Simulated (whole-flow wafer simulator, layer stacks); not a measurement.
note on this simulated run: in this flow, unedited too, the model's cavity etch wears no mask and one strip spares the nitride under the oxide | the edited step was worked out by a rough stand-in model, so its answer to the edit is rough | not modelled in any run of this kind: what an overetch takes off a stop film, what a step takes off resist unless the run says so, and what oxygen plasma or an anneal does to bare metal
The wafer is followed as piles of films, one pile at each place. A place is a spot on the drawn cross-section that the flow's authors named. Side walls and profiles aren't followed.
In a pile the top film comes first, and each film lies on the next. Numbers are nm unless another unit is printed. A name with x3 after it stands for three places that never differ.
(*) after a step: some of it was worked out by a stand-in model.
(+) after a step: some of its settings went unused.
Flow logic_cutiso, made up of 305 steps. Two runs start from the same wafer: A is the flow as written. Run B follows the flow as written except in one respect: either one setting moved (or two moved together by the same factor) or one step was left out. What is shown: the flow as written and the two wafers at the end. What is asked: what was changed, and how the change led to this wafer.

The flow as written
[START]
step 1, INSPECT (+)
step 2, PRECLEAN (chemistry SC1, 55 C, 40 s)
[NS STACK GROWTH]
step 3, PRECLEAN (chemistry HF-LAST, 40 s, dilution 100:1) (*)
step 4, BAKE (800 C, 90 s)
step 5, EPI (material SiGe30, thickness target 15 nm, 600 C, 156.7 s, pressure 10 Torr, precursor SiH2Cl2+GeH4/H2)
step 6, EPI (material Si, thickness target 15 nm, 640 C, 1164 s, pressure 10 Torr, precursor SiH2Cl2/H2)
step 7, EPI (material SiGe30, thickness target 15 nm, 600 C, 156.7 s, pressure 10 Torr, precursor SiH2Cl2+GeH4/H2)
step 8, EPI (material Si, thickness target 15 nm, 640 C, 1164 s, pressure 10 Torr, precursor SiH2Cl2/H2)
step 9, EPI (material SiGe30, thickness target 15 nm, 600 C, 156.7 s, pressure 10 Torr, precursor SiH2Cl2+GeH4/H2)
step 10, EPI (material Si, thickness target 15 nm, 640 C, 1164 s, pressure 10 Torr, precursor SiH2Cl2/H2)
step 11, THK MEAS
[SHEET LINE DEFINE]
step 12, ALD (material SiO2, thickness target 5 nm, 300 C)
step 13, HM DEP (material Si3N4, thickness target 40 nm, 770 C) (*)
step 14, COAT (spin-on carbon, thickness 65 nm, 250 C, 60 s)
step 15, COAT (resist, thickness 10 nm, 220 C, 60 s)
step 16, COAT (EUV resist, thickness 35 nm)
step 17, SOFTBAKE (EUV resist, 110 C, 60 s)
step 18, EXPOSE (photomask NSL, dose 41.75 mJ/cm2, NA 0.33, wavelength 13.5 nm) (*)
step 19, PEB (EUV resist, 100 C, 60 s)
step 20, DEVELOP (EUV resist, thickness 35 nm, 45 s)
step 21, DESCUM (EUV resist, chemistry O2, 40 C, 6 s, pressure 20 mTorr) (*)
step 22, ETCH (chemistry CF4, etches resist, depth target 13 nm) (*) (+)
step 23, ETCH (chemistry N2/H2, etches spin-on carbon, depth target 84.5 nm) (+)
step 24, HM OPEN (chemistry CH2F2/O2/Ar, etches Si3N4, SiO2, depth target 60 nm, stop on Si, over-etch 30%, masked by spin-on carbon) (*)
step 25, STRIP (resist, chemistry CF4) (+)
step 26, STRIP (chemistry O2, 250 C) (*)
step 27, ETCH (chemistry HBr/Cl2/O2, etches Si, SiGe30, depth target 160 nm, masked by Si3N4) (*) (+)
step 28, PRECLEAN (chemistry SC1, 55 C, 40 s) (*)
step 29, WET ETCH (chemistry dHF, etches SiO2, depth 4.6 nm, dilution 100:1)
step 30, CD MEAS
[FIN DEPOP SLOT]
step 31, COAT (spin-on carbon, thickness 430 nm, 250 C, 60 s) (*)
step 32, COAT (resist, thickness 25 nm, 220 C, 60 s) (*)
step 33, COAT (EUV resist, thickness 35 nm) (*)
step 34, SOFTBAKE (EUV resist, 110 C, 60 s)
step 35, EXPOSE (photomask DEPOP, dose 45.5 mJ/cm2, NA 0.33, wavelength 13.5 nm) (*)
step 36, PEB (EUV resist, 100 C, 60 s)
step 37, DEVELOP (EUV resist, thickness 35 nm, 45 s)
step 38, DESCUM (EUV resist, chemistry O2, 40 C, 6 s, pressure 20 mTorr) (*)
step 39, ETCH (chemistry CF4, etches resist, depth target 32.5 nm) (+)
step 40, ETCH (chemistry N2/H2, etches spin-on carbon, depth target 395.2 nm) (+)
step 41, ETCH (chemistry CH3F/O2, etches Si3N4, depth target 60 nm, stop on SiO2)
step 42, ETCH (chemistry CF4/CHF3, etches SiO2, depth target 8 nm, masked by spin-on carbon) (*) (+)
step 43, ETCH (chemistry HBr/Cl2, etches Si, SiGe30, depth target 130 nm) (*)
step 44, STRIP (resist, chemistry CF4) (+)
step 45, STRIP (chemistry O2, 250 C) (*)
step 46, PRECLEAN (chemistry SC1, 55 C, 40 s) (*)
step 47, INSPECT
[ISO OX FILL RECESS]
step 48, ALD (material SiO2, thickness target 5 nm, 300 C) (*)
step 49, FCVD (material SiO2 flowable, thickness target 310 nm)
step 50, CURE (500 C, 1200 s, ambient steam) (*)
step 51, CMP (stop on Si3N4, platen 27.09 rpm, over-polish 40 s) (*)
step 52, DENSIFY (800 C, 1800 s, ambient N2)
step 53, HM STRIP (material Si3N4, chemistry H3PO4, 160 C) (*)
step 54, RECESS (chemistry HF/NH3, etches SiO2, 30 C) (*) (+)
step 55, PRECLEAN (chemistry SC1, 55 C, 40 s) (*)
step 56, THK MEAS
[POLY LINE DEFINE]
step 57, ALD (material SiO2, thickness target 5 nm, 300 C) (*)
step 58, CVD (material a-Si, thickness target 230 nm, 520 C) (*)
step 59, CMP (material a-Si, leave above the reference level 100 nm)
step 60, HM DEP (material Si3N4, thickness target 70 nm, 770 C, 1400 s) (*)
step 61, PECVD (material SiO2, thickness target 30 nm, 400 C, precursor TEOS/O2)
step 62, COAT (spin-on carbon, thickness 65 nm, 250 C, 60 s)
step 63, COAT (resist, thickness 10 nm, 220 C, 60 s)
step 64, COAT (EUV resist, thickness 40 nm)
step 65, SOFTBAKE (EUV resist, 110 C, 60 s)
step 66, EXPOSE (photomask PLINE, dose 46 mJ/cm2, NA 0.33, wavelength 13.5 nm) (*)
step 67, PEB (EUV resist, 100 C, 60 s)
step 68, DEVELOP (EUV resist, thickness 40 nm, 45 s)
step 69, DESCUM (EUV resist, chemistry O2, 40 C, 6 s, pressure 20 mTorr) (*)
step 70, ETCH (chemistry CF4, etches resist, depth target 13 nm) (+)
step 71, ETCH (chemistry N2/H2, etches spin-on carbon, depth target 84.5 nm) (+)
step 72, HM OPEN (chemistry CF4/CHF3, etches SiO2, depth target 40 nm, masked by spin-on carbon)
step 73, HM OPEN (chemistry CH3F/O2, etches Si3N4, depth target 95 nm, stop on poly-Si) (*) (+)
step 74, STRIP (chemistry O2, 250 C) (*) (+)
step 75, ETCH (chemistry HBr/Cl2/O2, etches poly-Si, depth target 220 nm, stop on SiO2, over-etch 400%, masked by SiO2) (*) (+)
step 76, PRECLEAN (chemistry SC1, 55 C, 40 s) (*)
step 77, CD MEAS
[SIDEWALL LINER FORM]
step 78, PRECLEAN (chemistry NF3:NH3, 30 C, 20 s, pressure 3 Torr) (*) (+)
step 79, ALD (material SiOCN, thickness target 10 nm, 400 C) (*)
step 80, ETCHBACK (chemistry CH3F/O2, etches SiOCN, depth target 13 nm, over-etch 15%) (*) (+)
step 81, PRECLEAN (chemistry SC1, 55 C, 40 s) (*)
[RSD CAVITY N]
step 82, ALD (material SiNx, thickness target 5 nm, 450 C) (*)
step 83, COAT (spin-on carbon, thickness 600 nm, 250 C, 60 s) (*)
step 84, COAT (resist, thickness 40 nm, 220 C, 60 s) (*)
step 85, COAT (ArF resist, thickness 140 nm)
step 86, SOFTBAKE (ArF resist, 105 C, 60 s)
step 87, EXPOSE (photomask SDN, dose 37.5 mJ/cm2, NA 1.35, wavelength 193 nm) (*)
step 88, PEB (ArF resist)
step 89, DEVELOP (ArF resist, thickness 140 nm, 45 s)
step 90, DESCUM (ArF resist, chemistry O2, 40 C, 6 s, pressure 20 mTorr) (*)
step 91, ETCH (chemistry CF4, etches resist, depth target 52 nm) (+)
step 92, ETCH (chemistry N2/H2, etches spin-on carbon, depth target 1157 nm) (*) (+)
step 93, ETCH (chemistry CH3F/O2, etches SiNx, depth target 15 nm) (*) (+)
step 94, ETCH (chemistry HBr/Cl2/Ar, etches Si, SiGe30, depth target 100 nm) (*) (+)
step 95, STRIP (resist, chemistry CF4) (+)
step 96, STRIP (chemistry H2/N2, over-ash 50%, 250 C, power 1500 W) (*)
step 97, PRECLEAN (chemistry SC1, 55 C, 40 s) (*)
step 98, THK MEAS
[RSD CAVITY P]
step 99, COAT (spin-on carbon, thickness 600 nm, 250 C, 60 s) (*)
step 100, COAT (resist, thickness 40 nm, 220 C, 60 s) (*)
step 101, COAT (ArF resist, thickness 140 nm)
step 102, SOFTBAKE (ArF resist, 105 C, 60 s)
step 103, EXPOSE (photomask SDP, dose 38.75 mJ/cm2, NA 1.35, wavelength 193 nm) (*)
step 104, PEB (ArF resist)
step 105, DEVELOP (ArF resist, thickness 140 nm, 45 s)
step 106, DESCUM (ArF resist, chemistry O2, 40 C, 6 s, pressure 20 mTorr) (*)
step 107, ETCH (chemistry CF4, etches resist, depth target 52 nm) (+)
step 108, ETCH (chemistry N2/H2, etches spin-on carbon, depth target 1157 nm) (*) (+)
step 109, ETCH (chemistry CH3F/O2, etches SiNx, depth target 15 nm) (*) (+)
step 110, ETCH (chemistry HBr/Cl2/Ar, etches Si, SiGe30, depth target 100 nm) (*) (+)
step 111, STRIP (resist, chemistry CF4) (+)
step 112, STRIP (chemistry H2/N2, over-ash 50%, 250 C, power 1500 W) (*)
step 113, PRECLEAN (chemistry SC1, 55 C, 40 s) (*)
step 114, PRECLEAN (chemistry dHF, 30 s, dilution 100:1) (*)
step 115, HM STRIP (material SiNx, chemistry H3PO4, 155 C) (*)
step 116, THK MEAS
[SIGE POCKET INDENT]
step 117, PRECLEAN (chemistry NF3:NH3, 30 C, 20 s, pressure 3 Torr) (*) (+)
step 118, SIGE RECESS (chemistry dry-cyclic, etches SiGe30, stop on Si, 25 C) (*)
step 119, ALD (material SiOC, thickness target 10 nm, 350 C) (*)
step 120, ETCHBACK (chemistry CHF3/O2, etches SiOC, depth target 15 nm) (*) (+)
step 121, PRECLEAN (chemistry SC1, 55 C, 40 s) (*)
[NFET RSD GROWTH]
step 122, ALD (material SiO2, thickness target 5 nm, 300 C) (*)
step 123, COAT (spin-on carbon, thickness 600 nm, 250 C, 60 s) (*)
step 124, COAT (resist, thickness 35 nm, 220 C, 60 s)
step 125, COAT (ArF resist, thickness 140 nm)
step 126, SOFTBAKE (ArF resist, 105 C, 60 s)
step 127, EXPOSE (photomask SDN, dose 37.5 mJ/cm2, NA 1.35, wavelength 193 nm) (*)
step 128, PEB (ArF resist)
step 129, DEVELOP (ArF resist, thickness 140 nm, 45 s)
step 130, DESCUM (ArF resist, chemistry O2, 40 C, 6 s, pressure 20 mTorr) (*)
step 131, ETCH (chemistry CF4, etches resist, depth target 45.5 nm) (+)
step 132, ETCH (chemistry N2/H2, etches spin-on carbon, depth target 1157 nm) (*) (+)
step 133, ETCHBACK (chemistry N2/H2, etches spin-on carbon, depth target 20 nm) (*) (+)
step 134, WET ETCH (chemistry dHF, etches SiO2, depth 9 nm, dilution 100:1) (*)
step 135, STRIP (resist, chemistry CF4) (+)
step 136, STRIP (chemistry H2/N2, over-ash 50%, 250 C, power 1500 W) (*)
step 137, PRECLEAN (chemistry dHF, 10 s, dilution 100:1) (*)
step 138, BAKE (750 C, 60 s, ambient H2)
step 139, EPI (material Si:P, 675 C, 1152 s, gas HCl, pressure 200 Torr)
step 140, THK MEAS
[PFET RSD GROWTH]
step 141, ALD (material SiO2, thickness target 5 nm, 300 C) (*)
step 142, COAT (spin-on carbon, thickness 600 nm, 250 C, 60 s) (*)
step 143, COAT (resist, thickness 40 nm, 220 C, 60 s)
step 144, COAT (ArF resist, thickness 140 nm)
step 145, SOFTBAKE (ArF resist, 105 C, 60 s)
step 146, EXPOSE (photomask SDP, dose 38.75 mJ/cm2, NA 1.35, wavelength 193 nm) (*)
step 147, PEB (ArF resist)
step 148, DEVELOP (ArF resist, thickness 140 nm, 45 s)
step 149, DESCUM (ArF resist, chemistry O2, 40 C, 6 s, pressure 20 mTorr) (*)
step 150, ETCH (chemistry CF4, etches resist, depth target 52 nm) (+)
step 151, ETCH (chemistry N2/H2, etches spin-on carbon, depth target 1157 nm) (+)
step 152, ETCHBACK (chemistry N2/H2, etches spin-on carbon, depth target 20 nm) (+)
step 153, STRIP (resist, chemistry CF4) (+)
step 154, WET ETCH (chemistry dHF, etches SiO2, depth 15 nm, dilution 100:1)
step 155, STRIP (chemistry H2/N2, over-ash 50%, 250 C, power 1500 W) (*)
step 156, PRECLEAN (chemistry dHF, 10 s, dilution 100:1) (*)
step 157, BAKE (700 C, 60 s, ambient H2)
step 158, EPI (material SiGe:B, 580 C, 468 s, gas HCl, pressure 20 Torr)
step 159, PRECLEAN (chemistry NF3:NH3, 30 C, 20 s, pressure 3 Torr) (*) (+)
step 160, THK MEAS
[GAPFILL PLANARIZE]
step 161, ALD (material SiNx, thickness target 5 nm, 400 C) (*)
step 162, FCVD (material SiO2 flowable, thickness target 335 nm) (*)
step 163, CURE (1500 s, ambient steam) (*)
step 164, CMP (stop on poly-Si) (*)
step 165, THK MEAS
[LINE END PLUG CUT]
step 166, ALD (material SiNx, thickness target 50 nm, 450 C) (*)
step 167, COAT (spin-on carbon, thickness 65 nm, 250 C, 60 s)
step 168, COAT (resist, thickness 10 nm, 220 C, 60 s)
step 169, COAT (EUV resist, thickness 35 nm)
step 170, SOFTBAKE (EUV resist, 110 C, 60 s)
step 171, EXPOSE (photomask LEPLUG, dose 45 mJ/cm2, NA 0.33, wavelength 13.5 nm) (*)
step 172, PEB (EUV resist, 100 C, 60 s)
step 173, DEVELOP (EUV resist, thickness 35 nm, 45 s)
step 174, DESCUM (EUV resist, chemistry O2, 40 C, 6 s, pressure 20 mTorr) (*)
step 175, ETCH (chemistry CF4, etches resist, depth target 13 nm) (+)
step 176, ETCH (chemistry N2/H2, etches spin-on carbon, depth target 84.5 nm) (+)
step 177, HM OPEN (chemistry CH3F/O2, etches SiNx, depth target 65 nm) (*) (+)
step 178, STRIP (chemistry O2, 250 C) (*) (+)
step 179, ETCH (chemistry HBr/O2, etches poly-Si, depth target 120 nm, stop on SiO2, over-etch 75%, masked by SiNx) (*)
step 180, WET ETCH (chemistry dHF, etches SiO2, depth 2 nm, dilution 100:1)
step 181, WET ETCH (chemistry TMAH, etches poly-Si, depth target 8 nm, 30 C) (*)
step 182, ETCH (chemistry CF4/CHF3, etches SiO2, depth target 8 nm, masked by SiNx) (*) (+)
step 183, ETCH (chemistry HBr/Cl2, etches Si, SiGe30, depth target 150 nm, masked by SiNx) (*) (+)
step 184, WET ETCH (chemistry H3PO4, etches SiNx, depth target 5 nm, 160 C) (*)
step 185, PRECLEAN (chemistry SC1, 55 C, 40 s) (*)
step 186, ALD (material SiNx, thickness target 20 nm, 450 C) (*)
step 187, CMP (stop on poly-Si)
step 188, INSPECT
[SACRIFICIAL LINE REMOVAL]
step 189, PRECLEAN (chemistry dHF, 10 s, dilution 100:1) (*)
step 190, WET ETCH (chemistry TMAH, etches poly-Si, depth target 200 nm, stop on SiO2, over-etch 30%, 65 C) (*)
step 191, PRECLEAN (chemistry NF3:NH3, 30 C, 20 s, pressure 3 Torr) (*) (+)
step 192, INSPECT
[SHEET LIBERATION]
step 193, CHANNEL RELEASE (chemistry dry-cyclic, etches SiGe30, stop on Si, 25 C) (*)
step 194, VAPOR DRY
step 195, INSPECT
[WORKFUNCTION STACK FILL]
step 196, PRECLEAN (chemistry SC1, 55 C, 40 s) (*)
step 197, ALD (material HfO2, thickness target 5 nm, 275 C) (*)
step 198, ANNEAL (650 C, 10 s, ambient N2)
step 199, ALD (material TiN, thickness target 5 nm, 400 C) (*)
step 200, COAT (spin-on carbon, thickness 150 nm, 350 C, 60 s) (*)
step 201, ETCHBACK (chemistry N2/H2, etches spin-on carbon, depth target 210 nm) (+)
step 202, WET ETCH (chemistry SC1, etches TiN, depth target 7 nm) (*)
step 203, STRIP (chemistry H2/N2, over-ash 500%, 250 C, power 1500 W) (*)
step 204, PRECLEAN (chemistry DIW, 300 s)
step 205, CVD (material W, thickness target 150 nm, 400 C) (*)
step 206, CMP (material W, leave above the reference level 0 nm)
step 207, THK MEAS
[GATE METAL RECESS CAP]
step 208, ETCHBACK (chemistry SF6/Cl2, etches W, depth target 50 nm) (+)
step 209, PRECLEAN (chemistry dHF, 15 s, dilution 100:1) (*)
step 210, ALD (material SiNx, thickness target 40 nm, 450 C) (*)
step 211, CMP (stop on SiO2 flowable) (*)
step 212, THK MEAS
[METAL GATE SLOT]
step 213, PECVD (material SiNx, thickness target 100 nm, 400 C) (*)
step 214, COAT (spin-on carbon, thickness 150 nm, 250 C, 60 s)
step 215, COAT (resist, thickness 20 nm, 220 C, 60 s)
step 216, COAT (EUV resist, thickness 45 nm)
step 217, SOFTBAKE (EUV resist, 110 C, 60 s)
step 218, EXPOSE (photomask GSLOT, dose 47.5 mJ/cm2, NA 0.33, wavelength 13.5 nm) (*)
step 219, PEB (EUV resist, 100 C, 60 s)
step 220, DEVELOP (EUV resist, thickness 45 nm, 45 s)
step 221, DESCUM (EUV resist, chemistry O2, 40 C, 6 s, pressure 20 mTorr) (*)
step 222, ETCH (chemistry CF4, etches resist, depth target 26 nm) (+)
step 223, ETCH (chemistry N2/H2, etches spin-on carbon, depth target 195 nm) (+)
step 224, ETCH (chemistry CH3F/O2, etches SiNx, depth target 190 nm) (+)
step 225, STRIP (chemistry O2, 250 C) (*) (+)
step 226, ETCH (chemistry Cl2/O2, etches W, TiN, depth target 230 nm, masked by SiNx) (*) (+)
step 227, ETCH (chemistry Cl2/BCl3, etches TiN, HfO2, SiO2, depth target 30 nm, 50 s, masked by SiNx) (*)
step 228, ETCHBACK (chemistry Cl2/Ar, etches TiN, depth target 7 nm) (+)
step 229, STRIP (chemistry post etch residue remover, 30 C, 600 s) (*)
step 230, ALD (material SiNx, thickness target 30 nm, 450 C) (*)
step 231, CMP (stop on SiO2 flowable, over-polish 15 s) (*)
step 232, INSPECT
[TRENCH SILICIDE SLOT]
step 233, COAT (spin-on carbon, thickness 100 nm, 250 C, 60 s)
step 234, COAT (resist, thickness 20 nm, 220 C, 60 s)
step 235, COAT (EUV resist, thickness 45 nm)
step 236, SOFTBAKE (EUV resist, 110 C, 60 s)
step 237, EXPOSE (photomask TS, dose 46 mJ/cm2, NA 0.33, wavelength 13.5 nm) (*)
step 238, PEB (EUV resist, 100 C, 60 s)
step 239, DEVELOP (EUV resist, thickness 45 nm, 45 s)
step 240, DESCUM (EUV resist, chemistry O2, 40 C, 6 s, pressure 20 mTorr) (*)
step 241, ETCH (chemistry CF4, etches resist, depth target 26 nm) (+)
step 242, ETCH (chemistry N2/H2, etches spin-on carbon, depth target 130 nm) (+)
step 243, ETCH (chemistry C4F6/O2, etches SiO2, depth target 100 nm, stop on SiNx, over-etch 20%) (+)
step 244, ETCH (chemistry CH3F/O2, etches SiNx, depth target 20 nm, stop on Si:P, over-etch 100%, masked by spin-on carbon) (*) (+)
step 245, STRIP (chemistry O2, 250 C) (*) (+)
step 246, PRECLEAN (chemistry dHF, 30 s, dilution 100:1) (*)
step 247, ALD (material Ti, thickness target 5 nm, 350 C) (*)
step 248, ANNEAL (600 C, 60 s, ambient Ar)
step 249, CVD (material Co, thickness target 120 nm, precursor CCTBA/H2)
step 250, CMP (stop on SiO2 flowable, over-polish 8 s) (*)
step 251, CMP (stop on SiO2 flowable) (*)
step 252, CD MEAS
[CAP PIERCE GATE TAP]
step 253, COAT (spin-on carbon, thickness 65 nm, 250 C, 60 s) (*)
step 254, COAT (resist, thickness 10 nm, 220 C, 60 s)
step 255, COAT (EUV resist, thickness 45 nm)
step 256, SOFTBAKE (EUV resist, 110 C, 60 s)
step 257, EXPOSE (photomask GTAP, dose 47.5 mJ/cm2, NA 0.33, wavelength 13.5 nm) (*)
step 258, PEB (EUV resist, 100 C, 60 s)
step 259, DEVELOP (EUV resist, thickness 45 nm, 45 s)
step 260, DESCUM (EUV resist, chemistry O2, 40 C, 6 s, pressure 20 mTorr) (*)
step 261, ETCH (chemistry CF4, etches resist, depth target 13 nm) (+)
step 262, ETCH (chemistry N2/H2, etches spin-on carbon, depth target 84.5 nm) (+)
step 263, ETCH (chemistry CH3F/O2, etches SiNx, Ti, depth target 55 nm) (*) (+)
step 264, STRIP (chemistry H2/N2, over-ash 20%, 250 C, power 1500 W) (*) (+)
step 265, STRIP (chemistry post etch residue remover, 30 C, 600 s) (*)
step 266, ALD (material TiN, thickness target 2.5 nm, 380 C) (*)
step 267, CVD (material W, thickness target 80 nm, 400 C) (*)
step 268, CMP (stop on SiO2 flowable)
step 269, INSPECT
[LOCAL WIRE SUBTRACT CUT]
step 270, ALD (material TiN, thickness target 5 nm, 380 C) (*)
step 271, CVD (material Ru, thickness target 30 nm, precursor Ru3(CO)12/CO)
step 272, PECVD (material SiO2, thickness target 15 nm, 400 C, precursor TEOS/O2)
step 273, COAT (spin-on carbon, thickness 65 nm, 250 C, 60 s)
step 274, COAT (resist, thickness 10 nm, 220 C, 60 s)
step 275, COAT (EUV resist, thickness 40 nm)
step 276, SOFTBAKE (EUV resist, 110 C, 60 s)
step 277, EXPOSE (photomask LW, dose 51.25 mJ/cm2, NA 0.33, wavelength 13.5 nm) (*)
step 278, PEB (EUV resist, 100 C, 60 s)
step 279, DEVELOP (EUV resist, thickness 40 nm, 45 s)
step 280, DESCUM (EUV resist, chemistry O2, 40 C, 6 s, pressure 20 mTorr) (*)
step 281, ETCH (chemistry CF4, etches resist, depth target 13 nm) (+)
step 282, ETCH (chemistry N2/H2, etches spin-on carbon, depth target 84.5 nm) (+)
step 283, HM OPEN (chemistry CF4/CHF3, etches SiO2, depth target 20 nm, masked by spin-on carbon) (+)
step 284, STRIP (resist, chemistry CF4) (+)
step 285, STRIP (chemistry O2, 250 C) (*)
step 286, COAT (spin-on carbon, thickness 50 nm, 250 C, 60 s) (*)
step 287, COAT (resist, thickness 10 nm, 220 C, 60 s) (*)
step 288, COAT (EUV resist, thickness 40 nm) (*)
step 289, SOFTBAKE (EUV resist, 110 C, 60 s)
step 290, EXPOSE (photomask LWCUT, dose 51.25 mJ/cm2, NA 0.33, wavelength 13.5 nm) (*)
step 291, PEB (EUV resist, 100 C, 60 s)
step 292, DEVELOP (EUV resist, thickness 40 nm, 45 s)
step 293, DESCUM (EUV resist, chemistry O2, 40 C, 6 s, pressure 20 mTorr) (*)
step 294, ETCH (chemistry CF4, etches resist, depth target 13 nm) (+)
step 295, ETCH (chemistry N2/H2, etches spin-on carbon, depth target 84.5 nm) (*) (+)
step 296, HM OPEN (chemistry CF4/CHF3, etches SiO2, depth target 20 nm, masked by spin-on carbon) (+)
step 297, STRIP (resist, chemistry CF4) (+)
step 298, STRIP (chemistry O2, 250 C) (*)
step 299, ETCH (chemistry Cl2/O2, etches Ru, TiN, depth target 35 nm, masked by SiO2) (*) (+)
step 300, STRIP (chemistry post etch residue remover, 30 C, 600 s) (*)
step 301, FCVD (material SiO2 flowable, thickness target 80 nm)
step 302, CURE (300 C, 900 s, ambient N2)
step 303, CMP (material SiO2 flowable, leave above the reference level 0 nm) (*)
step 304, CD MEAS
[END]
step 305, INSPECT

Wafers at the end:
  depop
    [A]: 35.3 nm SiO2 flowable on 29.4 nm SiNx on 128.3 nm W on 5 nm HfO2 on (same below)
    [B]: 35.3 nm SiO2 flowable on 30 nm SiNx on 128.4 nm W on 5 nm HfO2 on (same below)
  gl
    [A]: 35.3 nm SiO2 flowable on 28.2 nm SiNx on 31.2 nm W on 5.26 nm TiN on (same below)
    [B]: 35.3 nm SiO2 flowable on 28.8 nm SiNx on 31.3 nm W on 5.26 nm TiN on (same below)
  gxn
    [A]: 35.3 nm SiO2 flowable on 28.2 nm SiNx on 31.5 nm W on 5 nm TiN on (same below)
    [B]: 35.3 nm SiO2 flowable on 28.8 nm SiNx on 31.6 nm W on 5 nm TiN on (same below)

The reason: step 162, FCVD: thickness target 150.8 nm was run, while the flow as written has thickness target 335 nm.

Step by step, how the change led to this:
  step 162, FCVD (material SiO2 flowable, thickness target 335 nm) (*)
      depop, dpovl, isow, ns, nsgap: A SiO2 flowable gains 335 (new film) | B SiO2 flowable gains 150.8 (new film)
      rsdn, rsdp, rsdw, rsdx: A SiO2 flowable gains 423.9 (new film) | B SiO2 flowable gains 239.7 (new film)
      (also at 13 further places)
  step 163, CURE (1500 s, ambient steam) (*)
      depop, dpovl, isow, ns, nsgap: A SiO2 flowable loses 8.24 | B SiO2 flowable loses 3.75
      lnrt, rsdn, tap: A SiO2 flowable loses 7.43 | B SiO2 flowable loses 3.16
      (also at 14 further places)
  step 164, CMP (stop on poly-Si) (*)
      depop, dpovl, isow, ns, nsgap: A SiO2 flowable loses 326.8 (all of it), SiNx loses 5 (all of it), SiO2 loses 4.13 (all of it), Si3N4 loses 70 (all of it) | B SiO2 flowable loses 147 (all of it), SiNx loses 5 (all of it), SiO2 loses 4.13 (all of it), Si3N4 loses 70 (all of it)
      gl, tap: A SiO2 flowable loses 270.7 (all of it), SiNx loses 5 (all of it), Si3N4 loses 55.3 (all of it) | B SiO2 flowable loses 90.8 (all of it), SiNx loses 5 (all of it), Si3N4 loses 55.3 (all of it)
      (also at 15 further places)
  step 250, CMP (stop on SiO2 flowable, over-polish 8 s) (*)
      iso: A Co loses 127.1 | B Co loses 127.9 (all of it)
  step 251, CMP (stop on SiO2 flowable) (*)
      iso: A Co loses 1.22 (all of it), Ti loses 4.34 | B Ti loses 4.7
